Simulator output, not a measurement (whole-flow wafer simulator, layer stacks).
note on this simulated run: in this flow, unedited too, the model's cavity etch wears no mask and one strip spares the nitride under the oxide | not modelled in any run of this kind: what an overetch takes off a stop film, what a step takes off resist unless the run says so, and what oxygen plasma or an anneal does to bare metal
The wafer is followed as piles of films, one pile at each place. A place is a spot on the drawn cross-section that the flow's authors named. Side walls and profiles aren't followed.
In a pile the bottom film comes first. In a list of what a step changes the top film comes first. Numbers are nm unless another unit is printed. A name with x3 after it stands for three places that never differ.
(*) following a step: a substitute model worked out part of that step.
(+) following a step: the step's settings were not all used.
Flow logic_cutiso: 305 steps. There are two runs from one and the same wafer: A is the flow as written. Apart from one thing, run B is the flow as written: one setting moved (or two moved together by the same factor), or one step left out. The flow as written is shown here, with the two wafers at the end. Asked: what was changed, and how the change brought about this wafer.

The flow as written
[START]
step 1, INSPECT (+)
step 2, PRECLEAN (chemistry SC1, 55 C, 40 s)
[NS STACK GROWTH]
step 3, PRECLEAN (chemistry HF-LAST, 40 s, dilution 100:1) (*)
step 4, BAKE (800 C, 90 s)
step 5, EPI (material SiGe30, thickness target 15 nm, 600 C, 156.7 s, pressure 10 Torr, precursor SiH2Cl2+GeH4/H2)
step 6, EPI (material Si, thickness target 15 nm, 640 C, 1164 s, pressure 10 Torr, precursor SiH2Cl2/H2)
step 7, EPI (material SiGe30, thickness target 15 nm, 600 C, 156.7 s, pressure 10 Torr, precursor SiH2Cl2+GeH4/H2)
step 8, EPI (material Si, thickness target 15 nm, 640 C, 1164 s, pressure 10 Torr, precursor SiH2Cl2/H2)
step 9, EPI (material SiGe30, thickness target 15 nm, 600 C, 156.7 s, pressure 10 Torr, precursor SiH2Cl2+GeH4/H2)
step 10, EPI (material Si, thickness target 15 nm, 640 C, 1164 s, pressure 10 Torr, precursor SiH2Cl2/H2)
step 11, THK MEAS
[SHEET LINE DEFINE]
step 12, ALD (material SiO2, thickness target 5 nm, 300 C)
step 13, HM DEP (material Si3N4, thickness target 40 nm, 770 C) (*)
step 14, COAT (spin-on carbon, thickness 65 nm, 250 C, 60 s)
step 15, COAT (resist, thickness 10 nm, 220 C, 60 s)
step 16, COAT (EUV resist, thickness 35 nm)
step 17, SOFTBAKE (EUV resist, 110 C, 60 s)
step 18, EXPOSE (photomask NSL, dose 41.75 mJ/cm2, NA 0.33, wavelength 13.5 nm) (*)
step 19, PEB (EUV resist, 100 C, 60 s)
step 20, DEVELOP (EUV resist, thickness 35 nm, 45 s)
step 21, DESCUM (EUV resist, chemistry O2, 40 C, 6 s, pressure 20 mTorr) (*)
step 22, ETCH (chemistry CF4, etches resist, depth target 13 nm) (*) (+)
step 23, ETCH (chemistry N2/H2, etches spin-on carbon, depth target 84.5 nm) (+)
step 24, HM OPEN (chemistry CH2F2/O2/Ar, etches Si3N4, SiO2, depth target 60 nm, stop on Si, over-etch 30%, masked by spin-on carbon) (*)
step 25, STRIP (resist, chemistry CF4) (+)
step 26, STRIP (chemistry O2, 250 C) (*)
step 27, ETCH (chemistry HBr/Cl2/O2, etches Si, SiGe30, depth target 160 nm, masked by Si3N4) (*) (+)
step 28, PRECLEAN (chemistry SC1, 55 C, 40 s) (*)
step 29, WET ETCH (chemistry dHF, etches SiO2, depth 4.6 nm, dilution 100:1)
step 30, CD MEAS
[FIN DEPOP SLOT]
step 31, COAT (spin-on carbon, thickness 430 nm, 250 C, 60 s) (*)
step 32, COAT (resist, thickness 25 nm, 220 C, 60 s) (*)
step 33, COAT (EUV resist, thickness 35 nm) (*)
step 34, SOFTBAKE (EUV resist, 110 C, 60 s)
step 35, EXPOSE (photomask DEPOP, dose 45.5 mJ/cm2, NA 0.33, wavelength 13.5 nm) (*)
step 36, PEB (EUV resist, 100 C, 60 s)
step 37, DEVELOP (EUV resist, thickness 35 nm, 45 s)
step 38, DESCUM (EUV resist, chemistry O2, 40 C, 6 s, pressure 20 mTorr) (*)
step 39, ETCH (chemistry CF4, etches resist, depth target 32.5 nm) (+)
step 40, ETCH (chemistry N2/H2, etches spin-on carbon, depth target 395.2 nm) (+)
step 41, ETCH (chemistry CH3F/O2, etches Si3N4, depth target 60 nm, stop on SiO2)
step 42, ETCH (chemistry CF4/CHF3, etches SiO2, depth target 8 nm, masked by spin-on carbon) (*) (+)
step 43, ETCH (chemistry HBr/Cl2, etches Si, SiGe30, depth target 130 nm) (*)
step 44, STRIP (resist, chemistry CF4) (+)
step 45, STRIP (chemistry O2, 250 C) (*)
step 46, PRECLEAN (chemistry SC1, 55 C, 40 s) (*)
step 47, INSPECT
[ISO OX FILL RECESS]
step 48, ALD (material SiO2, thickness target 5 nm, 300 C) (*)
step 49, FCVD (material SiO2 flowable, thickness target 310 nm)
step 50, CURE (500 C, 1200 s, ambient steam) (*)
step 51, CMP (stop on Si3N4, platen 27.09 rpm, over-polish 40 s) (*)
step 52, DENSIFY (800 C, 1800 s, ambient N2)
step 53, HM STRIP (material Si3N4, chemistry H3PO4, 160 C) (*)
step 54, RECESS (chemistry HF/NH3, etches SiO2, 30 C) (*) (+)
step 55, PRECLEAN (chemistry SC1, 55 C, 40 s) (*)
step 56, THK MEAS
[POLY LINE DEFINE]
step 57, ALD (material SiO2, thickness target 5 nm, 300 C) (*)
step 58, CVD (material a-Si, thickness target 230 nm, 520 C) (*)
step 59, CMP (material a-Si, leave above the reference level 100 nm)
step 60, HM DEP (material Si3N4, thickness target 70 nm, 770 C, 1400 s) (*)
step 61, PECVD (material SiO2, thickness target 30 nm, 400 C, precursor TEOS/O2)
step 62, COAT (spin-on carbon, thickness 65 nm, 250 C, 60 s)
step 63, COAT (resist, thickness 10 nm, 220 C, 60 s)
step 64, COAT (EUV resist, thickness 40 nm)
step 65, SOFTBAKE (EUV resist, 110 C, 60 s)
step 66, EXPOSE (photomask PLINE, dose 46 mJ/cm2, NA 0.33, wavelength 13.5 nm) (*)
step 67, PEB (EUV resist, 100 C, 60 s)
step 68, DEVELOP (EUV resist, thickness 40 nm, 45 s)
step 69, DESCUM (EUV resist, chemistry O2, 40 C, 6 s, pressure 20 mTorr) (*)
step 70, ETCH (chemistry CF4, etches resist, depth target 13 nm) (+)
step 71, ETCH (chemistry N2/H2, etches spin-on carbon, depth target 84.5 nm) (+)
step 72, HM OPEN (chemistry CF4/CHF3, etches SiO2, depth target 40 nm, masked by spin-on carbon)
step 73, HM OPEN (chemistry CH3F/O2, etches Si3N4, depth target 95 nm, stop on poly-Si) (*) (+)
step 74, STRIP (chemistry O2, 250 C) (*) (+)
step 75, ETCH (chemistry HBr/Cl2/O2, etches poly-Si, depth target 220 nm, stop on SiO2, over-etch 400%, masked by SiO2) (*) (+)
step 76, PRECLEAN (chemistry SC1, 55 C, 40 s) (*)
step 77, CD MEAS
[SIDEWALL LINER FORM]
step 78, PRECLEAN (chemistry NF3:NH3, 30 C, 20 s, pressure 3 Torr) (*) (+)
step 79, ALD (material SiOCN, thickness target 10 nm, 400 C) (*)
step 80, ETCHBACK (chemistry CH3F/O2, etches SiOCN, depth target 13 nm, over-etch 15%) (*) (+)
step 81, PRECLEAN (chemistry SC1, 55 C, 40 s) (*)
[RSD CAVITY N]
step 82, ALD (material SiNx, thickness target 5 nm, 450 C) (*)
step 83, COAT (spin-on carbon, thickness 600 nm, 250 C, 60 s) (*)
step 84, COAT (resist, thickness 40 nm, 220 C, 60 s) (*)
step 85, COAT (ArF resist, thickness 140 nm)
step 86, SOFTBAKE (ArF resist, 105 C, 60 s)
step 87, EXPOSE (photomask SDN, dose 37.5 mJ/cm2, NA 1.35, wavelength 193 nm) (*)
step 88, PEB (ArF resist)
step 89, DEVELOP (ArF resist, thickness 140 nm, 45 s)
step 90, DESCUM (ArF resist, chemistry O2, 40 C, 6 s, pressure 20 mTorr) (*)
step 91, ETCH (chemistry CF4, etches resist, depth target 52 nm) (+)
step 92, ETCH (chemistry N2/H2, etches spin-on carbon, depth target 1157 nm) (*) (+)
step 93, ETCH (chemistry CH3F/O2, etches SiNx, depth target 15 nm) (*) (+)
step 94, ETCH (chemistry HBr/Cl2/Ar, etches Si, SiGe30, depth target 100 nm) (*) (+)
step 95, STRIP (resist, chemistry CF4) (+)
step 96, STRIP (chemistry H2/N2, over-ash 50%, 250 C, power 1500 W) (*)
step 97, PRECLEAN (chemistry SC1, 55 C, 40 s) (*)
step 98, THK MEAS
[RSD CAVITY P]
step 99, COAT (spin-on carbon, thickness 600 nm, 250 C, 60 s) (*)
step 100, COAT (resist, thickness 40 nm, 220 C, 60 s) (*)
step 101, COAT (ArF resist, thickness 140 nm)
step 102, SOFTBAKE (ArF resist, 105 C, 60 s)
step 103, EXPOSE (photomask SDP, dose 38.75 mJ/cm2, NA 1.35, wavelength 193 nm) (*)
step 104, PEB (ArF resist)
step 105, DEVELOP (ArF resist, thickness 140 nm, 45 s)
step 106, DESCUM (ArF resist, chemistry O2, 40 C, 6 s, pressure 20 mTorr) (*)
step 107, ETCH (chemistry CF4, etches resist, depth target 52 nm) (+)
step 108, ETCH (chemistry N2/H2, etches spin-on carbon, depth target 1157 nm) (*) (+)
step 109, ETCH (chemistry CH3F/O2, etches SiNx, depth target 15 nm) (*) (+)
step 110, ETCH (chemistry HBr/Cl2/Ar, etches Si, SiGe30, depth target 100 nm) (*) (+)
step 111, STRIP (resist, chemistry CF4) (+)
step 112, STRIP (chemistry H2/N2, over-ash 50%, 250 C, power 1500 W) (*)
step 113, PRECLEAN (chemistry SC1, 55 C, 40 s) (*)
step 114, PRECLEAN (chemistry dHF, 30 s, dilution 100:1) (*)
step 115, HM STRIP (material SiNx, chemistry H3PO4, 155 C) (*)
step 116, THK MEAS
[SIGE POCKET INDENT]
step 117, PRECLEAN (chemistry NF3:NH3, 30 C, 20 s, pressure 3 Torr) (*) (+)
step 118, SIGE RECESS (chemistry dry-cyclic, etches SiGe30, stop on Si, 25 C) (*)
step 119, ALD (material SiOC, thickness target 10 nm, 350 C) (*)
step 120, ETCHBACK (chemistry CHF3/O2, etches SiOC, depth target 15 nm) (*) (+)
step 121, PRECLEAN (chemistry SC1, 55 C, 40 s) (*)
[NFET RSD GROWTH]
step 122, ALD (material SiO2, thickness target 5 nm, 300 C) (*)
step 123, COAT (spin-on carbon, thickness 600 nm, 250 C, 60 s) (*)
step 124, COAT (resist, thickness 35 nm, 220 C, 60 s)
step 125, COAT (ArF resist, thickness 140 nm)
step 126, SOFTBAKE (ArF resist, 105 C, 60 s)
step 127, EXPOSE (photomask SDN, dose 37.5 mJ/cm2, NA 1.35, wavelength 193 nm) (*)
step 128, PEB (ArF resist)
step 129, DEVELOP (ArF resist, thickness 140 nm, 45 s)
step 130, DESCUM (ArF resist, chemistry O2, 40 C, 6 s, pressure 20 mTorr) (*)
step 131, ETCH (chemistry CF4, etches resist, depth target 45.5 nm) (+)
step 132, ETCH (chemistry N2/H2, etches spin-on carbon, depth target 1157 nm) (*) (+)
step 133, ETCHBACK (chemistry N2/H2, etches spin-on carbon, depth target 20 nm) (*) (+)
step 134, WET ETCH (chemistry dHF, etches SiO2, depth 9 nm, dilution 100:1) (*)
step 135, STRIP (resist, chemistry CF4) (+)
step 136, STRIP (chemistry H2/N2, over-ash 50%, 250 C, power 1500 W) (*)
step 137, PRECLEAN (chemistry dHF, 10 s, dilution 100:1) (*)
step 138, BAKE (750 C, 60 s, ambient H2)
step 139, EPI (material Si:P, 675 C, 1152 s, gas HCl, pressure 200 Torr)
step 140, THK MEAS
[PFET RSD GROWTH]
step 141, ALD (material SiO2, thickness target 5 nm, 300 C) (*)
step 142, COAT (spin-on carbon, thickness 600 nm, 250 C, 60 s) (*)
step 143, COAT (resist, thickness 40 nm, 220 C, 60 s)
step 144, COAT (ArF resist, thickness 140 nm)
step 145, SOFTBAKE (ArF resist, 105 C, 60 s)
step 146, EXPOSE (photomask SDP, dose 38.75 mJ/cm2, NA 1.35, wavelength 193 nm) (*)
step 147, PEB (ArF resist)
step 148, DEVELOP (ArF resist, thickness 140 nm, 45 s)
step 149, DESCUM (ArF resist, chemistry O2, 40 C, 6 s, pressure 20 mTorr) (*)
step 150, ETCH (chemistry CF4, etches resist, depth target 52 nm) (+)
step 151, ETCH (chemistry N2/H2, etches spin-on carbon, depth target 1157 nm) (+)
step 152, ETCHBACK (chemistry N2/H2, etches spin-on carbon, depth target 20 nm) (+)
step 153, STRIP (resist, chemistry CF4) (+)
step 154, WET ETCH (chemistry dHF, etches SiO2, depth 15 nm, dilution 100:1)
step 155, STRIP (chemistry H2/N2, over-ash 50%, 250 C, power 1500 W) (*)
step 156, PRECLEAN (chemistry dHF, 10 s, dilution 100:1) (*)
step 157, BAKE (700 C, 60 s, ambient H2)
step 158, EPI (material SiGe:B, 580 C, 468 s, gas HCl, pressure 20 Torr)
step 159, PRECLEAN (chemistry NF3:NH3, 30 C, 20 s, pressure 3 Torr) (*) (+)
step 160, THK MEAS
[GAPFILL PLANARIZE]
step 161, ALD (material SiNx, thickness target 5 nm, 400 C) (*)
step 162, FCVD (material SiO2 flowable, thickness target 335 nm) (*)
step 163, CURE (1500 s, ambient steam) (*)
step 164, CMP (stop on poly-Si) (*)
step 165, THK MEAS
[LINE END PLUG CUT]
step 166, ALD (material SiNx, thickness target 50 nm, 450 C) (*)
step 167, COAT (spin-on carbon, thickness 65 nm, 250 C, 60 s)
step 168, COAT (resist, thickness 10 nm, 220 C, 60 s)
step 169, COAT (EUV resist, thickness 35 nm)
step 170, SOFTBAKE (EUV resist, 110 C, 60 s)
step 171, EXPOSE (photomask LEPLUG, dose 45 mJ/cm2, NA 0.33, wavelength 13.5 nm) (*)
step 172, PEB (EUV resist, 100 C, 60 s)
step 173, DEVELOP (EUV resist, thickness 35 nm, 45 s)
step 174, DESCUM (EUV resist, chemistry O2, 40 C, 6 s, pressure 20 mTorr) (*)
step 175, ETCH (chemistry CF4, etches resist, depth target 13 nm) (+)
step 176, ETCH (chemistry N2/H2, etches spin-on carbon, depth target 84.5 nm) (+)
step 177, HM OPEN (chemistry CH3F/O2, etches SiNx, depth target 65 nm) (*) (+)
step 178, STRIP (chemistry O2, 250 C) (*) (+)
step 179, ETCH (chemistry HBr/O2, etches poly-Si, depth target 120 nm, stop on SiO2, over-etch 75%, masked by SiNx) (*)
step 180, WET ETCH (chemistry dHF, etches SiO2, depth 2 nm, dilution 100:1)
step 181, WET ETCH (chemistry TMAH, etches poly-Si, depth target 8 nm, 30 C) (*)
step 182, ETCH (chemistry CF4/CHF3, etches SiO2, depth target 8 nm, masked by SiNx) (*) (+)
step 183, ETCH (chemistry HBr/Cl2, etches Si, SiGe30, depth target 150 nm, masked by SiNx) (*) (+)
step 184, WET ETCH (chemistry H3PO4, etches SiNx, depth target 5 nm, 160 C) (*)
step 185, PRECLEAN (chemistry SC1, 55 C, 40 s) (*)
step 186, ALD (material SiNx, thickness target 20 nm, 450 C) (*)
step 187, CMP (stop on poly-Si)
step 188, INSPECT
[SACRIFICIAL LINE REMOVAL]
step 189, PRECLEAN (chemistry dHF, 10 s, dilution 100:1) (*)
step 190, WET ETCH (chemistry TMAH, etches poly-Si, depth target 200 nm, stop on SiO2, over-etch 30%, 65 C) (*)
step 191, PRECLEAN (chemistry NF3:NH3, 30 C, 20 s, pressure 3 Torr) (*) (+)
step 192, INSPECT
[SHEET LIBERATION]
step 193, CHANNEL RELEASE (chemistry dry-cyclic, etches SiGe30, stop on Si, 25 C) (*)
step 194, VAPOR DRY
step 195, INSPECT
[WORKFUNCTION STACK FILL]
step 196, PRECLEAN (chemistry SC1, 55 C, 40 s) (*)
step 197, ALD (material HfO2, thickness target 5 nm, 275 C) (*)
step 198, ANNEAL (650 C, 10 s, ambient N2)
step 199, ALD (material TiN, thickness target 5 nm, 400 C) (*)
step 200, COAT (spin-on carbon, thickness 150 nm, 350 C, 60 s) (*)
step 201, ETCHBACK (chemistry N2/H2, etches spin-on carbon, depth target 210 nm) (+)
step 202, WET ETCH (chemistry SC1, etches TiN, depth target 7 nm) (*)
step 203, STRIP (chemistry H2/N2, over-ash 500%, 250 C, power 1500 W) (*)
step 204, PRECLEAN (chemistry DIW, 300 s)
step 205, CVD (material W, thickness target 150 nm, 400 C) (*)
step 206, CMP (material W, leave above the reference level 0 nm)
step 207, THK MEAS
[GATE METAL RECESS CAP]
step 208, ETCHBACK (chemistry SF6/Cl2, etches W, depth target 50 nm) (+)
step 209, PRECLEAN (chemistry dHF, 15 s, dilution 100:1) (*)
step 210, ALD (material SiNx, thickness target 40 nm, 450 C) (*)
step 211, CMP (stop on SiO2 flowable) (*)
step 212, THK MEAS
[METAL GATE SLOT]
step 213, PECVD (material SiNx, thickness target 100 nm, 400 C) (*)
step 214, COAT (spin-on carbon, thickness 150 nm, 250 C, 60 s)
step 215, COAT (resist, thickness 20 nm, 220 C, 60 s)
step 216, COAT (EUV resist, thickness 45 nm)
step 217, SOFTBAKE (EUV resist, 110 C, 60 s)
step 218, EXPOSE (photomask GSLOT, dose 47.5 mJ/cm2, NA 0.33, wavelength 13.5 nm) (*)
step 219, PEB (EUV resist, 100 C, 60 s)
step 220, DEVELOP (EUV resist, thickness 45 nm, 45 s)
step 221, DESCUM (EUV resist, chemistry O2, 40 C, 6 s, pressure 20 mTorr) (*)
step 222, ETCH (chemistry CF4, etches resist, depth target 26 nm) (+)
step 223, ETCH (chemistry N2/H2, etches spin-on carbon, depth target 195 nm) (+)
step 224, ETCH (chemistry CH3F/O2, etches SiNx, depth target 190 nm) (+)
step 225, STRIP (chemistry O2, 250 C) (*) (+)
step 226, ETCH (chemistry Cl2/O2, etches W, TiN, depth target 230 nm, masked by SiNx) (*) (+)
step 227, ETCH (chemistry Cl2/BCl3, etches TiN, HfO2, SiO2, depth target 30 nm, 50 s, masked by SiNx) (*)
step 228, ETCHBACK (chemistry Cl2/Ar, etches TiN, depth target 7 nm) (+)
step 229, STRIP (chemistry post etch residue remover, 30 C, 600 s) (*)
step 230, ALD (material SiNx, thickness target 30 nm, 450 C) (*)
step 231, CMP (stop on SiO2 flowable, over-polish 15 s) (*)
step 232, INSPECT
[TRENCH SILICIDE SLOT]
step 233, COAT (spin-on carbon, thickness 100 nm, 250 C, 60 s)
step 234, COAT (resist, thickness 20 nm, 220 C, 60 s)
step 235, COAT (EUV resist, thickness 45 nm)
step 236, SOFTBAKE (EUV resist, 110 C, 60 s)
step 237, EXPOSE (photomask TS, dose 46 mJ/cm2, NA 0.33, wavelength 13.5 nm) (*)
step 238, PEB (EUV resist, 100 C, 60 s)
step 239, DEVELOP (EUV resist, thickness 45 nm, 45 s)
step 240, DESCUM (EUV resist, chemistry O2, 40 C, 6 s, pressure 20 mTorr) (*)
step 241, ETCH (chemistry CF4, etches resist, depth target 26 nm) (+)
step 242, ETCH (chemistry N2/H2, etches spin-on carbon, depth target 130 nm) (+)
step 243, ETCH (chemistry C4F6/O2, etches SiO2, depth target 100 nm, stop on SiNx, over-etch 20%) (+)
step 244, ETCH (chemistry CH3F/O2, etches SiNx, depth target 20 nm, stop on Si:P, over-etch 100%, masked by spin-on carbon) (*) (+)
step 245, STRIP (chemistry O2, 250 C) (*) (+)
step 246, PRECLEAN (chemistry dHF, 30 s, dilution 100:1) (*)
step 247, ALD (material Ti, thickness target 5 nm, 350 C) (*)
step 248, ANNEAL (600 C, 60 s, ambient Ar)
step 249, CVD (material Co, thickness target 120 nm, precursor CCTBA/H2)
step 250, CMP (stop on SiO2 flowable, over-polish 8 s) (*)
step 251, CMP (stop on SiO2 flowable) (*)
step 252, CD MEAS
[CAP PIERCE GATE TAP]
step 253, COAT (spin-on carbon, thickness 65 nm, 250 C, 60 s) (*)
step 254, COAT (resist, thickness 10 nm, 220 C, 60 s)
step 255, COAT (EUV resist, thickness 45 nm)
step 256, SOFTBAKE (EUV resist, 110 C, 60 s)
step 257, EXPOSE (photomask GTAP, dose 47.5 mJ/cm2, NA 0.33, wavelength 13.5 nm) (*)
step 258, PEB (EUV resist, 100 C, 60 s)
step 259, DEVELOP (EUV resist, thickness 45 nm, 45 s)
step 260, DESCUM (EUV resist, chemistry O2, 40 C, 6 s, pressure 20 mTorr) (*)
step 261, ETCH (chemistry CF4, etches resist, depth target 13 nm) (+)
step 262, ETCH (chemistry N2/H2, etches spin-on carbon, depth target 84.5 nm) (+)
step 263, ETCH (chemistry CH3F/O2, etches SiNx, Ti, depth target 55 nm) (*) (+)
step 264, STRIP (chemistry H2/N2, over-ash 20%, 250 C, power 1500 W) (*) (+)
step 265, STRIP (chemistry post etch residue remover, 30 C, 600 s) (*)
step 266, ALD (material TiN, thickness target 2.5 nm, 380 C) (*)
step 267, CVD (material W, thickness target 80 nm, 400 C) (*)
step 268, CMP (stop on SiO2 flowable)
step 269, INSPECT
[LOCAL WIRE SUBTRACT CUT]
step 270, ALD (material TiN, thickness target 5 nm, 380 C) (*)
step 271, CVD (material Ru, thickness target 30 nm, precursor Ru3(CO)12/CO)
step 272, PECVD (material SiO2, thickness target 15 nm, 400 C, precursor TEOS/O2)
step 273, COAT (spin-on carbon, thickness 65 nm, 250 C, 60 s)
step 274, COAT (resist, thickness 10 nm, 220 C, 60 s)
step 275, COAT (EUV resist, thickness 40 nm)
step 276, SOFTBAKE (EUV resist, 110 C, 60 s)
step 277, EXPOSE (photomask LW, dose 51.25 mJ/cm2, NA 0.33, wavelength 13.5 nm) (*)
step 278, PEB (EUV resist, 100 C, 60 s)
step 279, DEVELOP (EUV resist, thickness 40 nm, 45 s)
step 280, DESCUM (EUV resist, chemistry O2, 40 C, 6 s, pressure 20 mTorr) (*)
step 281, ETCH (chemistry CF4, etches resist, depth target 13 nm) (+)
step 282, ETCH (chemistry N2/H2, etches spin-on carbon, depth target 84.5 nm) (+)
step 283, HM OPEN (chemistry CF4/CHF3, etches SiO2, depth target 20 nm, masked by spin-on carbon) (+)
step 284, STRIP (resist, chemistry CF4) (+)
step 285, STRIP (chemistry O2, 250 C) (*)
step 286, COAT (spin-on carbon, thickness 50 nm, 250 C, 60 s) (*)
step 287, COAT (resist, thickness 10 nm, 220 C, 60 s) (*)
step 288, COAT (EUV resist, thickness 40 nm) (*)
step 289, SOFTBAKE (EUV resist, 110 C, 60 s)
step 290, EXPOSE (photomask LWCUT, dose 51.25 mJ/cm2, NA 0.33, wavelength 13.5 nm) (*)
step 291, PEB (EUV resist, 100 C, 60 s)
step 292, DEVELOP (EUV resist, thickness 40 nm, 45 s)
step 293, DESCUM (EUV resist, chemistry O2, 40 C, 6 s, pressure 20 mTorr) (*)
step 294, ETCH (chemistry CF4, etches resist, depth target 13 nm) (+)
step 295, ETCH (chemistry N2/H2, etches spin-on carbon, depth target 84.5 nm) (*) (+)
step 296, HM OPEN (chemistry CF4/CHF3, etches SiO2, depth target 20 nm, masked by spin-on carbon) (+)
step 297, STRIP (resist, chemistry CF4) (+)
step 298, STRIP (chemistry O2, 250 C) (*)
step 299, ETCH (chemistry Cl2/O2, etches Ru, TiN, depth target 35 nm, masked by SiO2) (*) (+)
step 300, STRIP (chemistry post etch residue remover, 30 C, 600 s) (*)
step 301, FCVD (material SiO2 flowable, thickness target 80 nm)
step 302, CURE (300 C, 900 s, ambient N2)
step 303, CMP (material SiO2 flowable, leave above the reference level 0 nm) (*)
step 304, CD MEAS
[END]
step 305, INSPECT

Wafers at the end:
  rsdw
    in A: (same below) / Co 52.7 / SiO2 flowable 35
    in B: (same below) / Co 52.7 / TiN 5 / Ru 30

Cause: step 296, HM OPEN: chemistry CF4/CHF3, etches SiO2, depth target 20 nm, masked by spin-on carbon (+), was skipped.

How this came from the change, step by step:
  step 297, STRIP (resist, chemistry CF4) (+)
      depop, dpovl, glp, isow, ns, nsgap, plug: A nothing | B -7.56 resist (all of it)
      gfld, gxf, gxn, iso, lnr, lnri, rsdx: A nothing | B -7.88 resist (all of it)
      (as well as at 8 more places)
  step 298, STRIP (chemistry O2, 250 C) (*)
      gfld, gxf, gxn, iso, lnr, lnri, rsdx: A -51 spin-on carbon (all of it) | B -54.9 spin-on carbon (all of it)
      depop, dpovl, isow, ns, nsgap: A -46 spin-on carbon (all of it) | B -50 spin-on carbon (all of it)
      (as well as at 9 more places)
  step 299, ETCH (chemistry Cl2/O2, etches Ru, TiN, depth target 35 nm, masked by SiO2) (*) (+)
      rsdw: A -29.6 Ru (all of it), -5 TiN (all of it) | B -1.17 SiO2
  step 301, FCVD (material SiO2 flowable, thickness target 80 nm)
      gfld, gl, glp, gxf, gxn, gxp, plug: A +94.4 SiO2 flowable (new film) | B +96.8 SiO2 flowable (new film)
      lnrt, rsdn, rsdp, tap: A +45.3 SiO2 flowable (new film) | B +47.7 SiO2 flowable (new film)
      (as well as at 6 more places)
  step 303, CMP (material SiO2 flowable, leave above the reference level 0 nm) (*)
      rsdw: A -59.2 SiO2 flowable | B -53.2 SiO2 flowable (all of it), -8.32 SiO2 (all of it)
      gfld, gl, glp and 9 more: A -59.2 SiO2 flowable | B -61.6 SiO2 flowable
      (as well as at 4 more places)
